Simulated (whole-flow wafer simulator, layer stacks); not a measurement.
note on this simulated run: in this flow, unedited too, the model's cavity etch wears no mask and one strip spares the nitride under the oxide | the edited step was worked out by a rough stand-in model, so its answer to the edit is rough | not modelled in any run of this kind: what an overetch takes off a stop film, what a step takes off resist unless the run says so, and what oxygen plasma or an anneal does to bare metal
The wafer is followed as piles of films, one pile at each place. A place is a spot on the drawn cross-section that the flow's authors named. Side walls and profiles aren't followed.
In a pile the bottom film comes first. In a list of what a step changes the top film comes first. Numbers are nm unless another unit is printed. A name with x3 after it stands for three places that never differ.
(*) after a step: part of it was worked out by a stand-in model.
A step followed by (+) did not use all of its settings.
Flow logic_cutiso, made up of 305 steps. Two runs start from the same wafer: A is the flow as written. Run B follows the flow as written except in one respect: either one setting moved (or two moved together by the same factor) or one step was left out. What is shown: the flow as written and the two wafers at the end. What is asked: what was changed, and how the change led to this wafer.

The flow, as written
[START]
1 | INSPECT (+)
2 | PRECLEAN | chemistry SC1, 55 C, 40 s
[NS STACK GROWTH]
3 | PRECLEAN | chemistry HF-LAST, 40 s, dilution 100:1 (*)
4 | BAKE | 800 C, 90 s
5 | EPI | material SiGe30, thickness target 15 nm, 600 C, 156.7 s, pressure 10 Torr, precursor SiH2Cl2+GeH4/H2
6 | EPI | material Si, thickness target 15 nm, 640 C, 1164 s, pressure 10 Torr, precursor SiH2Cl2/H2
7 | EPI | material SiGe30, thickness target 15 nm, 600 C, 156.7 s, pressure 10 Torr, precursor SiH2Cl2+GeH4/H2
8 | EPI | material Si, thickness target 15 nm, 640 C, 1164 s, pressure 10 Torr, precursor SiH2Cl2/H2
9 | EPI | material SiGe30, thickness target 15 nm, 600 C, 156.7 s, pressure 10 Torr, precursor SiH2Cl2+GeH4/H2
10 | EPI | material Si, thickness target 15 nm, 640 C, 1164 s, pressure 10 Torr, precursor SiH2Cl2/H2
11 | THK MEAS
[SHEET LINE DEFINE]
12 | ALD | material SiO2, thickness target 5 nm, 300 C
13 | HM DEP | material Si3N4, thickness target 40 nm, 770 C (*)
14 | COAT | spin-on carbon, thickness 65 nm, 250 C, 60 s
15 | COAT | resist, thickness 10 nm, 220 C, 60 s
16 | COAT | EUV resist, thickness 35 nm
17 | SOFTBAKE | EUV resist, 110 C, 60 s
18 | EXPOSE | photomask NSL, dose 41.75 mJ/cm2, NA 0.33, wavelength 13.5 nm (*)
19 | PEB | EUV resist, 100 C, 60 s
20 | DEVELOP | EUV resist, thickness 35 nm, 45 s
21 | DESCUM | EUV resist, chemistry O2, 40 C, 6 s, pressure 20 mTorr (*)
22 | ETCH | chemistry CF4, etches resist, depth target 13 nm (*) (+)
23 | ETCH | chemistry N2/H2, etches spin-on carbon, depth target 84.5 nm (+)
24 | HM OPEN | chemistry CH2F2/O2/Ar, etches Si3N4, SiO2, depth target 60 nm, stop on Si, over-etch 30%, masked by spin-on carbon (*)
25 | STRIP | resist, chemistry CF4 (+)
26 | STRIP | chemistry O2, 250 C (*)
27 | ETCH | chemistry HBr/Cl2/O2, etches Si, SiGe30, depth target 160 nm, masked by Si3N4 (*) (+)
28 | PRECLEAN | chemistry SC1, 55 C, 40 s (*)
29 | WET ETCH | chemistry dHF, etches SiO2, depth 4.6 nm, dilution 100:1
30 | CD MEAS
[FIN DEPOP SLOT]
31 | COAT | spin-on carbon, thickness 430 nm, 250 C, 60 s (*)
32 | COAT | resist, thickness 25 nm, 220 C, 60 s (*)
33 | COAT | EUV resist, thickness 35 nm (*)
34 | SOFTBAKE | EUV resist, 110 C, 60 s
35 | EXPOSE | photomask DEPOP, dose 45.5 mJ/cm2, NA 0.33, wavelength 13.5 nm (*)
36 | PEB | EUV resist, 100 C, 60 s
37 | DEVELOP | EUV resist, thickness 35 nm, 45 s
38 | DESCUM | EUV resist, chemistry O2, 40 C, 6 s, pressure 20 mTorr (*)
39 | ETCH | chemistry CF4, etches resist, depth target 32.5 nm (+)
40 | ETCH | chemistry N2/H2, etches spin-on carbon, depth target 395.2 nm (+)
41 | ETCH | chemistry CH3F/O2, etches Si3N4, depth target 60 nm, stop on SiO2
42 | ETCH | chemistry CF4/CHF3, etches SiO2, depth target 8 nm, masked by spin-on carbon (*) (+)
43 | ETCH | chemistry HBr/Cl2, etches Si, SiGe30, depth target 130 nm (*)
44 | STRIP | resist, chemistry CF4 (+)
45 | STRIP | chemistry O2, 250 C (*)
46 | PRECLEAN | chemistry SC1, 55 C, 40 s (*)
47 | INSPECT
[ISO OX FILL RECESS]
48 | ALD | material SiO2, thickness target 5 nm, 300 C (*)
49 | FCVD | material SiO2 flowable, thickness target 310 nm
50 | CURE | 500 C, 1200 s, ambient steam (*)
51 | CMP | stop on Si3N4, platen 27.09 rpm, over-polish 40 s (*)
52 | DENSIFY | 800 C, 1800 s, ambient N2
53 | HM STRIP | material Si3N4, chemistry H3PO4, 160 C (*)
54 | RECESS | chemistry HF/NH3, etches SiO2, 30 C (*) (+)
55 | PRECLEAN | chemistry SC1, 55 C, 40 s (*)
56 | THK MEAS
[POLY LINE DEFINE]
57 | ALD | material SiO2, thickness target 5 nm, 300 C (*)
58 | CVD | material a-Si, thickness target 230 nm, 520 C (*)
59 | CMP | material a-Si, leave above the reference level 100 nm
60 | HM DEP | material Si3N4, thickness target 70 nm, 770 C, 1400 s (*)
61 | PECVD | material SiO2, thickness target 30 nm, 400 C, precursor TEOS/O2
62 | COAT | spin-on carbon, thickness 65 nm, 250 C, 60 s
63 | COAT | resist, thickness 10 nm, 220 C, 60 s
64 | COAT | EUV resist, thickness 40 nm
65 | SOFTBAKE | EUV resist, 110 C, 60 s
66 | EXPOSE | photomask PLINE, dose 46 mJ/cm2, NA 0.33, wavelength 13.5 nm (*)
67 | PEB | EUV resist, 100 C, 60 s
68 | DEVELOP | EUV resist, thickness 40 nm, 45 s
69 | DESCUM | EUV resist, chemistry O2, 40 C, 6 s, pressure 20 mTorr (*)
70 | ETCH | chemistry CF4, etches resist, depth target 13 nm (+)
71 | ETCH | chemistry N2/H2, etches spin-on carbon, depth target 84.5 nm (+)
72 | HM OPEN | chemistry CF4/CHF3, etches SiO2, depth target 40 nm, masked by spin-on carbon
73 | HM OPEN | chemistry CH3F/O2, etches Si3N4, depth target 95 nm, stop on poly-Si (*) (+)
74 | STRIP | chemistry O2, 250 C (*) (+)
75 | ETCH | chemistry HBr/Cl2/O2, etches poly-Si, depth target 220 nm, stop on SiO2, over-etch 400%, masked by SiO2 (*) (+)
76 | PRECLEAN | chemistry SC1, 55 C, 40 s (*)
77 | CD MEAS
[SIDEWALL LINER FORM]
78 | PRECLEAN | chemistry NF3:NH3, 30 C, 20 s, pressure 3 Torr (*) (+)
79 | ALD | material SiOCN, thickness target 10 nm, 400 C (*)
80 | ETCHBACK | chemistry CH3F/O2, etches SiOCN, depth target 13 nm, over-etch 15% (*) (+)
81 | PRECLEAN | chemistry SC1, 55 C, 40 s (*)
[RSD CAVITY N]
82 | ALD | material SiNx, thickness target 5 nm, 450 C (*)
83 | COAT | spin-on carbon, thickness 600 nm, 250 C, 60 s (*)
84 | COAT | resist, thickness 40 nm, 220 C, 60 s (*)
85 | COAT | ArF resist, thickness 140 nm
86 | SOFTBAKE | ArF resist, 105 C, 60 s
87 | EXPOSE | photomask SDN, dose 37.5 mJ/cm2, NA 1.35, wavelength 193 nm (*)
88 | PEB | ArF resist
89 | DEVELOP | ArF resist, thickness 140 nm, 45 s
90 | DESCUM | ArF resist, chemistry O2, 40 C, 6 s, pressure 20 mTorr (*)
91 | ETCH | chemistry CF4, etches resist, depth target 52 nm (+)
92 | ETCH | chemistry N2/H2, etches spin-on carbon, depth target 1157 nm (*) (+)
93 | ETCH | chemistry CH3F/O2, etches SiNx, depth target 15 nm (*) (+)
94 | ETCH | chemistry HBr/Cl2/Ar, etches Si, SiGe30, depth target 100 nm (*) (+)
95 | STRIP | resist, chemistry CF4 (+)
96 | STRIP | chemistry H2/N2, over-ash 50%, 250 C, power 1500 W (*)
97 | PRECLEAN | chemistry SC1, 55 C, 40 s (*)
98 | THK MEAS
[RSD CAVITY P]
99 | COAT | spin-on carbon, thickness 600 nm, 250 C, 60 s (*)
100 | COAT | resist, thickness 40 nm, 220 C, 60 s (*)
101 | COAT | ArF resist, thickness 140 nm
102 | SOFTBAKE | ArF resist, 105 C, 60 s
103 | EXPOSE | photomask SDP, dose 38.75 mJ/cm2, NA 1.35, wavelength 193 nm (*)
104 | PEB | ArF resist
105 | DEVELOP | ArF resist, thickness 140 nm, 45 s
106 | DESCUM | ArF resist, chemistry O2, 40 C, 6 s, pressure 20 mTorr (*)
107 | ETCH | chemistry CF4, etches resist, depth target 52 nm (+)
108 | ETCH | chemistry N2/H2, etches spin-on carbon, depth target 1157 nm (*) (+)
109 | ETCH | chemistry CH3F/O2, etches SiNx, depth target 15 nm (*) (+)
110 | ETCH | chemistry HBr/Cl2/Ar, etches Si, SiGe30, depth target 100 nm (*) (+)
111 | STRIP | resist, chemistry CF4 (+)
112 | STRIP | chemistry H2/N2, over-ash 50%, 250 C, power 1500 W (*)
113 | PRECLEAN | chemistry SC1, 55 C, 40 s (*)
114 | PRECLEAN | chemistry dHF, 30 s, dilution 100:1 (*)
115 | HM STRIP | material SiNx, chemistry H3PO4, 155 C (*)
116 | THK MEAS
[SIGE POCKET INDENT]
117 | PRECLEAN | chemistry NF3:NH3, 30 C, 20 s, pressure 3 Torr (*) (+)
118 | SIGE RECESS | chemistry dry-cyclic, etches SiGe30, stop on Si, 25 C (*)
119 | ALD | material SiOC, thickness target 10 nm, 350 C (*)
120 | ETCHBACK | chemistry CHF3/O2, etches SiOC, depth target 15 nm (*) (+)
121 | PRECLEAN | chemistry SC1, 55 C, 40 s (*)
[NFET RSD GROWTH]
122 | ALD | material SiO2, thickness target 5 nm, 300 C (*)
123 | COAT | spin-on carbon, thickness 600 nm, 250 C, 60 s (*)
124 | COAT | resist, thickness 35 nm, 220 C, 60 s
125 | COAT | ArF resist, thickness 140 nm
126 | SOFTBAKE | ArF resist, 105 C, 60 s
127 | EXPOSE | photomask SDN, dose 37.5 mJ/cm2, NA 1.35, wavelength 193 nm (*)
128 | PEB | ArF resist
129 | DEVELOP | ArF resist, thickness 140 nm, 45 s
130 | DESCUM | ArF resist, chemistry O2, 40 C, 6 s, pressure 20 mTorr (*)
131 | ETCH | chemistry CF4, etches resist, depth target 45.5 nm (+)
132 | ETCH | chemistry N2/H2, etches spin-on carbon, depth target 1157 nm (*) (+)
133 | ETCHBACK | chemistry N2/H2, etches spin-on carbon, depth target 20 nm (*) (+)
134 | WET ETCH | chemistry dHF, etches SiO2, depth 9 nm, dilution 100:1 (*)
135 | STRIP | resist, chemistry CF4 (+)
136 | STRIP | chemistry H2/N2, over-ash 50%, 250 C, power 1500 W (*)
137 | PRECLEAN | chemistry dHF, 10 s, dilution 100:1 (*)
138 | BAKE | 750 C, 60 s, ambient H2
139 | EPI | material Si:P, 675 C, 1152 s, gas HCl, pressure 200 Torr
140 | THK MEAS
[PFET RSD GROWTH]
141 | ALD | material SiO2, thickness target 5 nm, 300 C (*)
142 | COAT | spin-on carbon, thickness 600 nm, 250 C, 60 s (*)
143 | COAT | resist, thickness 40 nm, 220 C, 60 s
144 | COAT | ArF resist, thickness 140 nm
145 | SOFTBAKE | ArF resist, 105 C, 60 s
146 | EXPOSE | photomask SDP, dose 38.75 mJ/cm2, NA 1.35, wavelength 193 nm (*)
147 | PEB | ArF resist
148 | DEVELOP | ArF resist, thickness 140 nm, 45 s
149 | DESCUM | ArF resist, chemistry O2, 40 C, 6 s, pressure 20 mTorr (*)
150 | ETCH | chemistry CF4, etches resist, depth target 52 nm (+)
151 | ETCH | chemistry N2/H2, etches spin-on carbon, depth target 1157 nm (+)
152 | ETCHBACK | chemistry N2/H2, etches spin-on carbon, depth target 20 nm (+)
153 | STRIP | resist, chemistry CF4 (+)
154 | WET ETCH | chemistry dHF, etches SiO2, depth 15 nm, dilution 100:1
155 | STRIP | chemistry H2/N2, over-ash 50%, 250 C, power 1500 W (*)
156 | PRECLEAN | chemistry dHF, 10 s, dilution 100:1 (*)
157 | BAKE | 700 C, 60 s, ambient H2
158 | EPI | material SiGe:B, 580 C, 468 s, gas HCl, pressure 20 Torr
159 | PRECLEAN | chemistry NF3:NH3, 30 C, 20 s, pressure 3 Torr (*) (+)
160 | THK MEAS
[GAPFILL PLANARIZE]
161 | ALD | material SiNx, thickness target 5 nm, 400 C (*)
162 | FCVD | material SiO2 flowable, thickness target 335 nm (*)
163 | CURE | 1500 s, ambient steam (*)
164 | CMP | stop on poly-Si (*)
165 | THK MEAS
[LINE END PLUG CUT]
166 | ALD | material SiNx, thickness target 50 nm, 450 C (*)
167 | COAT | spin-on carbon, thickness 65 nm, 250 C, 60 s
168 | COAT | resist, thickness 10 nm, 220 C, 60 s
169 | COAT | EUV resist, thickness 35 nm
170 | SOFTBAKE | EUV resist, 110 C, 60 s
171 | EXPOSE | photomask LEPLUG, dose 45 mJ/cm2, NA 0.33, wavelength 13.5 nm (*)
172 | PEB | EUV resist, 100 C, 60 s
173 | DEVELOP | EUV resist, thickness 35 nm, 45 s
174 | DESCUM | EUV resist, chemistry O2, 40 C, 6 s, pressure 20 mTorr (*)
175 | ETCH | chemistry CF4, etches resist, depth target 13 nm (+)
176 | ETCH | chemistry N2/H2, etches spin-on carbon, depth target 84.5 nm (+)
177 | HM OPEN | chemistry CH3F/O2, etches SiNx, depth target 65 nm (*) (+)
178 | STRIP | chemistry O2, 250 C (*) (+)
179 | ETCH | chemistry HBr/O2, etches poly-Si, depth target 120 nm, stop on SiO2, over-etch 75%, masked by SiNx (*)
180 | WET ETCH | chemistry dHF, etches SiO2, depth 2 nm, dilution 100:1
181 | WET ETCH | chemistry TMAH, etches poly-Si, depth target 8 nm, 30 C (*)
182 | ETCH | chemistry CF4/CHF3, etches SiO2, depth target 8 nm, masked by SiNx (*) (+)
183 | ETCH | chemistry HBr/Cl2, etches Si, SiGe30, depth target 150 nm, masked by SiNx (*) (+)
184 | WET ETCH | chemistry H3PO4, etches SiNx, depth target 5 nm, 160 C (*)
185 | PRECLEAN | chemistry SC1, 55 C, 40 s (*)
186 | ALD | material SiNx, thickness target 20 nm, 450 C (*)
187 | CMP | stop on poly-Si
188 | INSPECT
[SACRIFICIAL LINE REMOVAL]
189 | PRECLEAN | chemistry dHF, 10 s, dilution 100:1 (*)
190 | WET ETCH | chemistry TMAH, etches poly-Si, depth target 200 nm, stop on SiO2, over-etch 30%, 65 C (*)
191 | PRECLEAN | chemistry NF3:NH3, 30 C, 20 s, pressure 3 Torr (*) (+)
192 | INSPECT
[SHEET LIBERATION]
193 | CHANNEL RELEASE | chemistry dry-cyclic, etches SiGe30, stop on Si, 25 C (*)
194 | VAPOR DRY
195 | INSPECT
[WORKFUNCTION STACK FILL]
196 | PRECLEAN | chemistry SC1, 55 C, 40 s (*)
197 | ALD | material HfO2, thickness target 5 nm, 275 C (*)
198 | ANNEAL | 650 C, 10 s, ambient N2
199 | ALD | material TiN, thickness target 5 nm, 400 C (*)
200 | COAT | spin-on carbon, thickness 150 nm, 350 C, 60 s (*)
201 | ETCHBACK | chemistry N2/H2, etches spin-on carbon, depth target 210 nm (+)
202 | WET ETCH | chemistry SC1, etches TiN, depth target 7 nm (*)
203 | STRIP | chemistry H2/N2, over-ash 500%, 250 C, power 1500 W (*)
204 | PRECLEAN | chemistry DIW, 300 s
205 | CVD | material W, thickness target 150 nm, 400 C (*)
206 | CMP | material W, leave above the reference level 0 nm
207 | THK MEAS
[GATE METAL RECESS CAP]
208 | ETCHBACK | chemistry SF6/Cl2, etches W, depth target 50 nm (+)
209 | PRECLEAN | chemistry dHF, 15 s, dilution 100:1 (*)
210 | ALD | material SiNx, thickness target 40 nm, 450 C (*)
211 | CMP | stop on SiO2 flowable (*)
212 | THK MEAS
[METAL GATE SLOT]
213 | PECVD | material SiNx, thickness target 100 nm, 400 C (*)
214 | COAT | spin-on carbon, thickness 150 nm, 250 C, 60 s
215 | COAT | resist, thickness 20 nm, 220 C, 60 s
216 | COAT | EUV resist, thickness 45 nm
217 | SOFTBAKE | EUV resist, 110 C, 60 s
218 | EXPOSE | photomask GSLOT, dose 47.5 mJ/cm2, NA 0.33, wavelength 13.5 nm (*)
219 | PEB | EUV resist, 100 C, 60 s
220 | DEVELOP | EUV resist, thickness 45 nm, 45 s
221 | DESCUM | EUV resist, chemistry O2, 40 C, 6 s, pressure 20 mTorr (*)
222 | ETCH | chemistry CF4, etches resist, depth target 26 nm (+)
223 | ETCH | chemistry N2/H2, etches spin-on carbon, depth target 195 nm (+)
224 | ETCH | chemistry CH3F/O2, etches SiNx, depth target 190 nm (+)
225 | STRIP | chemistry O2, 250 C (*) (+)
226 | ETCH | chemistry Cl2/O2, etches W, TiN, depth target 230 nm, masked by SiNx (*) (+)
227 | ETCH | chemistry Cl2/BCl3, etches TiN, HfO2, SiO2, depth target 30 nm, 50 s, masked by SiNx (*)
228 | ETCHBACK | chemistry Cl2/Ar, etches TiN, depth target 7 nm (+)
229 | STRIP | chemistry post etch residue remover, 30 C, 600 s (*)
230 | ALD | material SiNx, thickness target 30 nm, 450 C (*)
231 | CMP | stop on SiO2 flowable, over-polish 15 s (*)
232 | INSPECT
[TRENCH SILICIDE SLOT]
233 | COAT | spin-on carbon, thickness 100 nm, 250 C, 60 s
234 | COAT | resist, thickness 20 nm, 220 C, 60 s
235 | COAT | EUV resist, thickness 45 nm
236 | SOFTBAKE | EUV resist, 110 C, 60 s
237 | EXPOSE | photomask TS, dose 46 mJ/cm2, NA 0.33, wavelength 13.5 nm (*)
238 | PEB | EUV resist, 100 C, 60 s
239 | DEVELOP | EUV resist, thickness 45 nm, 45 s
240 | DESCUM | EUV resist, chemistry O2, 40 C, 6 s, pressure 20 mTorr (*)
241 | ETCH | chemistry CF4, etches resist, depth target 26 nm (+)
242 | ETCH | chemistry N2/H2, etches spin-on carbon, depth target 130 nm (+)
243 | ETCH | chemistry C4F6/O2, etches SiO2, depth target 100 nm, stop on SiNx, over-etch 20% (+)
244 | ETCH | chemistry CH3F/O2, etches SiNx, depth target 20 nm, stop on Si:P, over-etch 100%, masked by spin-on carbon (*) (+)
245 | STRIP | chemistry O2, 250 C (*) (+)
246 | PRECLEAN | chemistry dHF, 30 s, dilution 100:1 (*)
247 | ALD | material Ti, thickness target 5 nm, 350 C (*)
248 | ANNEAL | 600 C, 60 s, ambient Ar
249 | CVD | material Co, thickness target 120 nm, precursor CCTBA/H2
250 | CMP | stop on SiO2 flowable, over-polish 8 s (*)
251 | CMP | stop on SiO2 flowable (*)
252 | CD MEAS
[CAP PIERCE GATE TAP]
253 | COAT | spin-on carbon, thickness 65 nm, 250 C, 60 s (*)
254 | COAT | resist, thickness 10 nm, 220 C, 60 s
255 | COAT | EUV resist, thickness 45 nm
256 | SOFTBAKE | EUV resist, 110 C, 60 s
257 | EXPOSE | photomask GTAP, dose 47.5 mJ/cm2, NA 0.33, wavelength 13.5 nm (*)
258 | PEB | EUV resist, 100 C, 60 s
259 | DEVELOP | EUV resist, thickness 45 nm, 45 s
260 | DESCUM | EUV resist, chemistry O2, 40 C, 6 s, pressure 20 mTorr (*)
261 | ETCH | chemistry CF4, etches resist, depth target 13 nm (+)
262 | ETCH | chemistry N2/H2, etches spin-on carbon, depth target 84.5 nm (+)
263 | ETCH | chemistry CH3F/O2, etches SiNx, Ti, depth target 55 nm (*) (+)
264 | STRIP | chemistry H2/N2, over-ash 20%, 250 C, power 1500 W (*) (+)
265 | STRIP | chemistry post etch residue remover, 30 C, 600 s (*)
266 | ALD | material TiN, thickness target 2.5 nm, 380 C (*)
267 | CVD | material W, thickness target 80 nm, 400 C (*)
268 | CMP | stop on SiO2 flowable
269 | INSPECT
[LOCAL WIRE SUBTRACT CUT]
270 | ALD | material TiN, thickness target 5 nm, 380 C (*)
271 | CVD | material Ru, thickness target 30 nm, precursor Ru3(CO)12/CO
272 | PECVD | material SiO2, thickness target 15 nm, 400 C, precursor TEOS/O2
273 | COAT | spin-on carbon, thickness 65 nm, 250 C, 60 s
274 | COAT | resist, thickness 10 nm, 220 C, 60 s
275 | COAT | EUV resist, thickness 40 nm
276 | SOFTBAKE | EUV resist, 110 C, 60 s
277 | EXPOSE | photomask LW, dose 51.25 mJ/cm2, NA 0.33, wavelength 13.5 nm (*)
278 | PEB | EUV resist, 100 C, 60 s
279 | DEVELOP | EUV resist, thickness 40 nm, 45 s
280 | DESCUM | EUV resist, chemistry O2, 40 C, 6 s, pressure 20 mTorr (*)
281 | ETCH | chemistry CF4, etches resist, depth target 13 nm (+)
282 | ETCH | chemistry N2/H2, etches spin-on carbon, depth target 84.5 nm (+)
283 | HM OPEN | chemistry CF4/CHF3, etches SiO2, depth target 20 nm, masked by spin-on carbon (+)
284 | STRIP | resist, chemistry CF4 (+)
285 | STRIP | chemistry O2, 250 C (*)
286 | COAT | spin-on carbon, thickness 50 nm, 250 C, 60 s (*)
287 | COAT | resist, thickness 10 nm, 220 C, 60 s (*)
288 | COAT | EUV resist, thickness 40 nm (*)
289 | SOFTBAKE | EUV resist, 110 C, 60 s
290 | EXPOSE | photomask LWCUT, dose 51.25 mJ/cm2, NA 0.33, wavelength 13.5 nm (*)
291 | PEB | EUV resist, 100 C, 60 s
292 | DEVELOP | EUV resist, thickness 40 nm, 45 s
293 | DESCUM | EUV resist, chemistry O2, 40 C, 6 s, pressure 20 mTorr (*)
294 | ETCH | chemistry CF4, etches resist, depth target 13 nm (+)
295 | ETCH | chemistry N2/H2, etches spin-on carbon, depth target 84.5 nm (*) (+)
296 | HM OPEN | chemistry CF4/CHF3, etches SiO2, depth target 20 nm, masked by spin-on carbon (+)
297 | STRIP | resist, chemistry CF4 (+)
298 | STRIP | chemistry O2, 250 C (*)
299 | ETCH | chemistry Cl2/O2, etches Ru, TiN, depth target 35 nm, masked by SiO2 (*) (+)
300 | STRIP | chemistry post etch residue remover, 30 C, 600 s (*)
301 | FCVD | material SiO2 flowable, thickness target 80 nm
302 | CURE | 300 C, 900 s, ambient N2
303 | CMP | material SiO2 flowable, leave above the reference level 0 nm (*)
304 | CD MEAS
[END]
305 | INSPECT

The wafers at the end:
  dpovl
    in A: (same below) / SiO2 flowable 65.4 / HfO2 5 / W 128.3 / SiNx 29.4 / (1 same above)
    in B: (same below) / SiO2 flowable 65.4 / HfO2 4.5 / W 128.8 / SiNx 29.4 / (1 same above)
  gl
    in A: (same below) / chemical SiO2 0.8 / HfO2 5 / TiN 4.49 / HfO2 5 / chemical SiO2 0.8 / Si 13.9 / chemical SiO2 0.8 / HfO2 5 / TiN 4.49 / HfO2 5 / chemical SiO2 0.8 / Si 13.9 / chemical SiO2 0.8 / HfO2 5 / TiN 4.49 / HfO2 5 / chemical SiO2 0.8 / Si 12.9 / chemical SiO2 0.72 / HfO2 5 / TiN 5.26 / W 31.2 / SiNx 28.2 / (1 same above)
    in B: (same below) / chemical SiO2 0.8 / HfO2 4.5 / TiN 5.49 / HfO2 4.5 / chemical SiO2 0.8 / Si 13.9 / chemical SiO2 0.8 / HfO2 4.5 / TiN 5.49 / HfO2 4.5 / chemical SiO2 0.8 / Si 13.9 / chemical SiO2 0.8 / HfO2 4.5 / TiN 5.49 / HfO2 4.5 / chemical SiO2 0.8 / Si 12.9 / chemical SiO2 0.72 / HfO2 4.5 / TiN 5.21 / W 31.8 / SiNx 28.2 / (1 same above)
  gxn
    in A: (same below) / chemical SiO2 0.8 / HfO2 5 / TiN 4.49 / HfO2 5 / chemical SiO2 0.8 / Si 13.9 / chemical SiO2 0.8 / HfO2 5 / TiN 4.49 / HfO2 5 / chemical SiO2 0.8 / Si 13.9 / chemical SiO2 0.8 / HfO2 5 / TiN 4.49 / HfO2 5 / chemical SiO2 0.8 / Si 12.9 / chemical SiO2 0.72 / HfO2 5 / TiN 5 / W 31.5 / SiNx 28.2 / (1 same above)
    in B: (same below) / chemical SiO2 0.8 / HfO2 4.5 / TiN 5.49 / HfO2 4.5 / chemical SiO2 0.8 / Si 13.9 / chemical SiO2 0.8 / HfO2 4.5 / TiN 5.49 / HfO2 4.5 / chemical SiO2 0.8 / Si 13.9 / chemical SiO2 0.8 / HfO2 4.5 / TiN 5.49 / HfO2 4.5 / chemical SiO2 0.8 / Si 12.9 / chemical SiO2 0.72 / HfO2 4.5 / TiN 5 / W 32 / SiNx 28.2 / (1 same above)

What caused this: step 197, ALD: thickness target 4.5 nm was run, though the flow has thickness target 5 nm.
The wafer lets one read it off: dpovl has HfO2 4.5, and step 197 as written asks for 5 nm.

How this came from the change, step by step:
  197 | ALD | material HfO2, thickness target 5 nm, 275 C (*)
      gl, glp, gxn, gxp, ns, tap: A +5 HfO2 (new film), +5 HfO2 (new film), -10 cavity, +5 HfO2 (new film), +5 HfO2 (new film), -10 cavity, +5 HfO2 (new film), +5 HfO2 (new film), -10 cavity, +5 HfO2 (new film) | B +4.5 HfO2 (new film), +4.5 HfO2 (new film), -9 cavity, +4.5 HfO2 (new film), +4.5 HfO2 (new film), -9 cavity, +4.5 HfO2 (new film), +4.5 HfO2 (new film), -9 cavity, +4.5 HfO2 (new film)
      gxf: A +7.7 HfO2 (new film) | B +4.56 HfO2 (new film)
  199 | ALD | material TiN, thickness target 5 nm, 400 C (*)
      gl, glp, tap: A +5.26 TiN (new film), +4.49 TiN (new film), -4.49 cavity (all of it), +4.49 TiN (new film), -4.49 cavity (all of it), +4.49 TiN (new film), -4.49 cavity (all of it) | B +5.21 TiN (new film), +5.49 TiN (new film), -5.49 cavity (all of it), +5.49 TiN (new film), -5.49 cavity (all of it), +5.49 TiN (new film), -5.49 cavity (all of it)
      gxn, gxp, ns: A +5 TiN (new film), +4.49 TiN (new film), -4.49 cavity (all of it), +4.49 TiN (new film), -4.49 cavity (all of it), +4.49 TiN (new film), -4.49 cavity (all of it) | B +5 TiN (new film), +5.49 TiN (new film), -5.49 cavity (all of it), +5.49 TiN (new film), -5.49 cavity (all of it), +5.49 TiN (new film), -5.49 cavity (all of it)
      (and at 2 other places as well)
  203 | STRIP | chemistry H2/N2, over-ash 500%, 250 C, power 1500 W (*)
      gl, glp: A -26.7 spin-on carbon (all of it) | B -25.3 spin-on carbon (all of it)
      gxn, gxp: A -26.8 spin-on carbon (all of it) | B -25.2 spin-on carbon (all of it)
      (and at 1 other place as well)
  226 | ETCH | chemistry Cl2/O2, etches W, TiN, depth target 230 nm, masked by SiNx (*) (+)
      gfld: A -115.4 W (all of it), -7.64 TiN (all of it), -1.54 HfO2 | B -115.4 W (all of it), -8.14 TiN (all of it), -1.54 HfO2
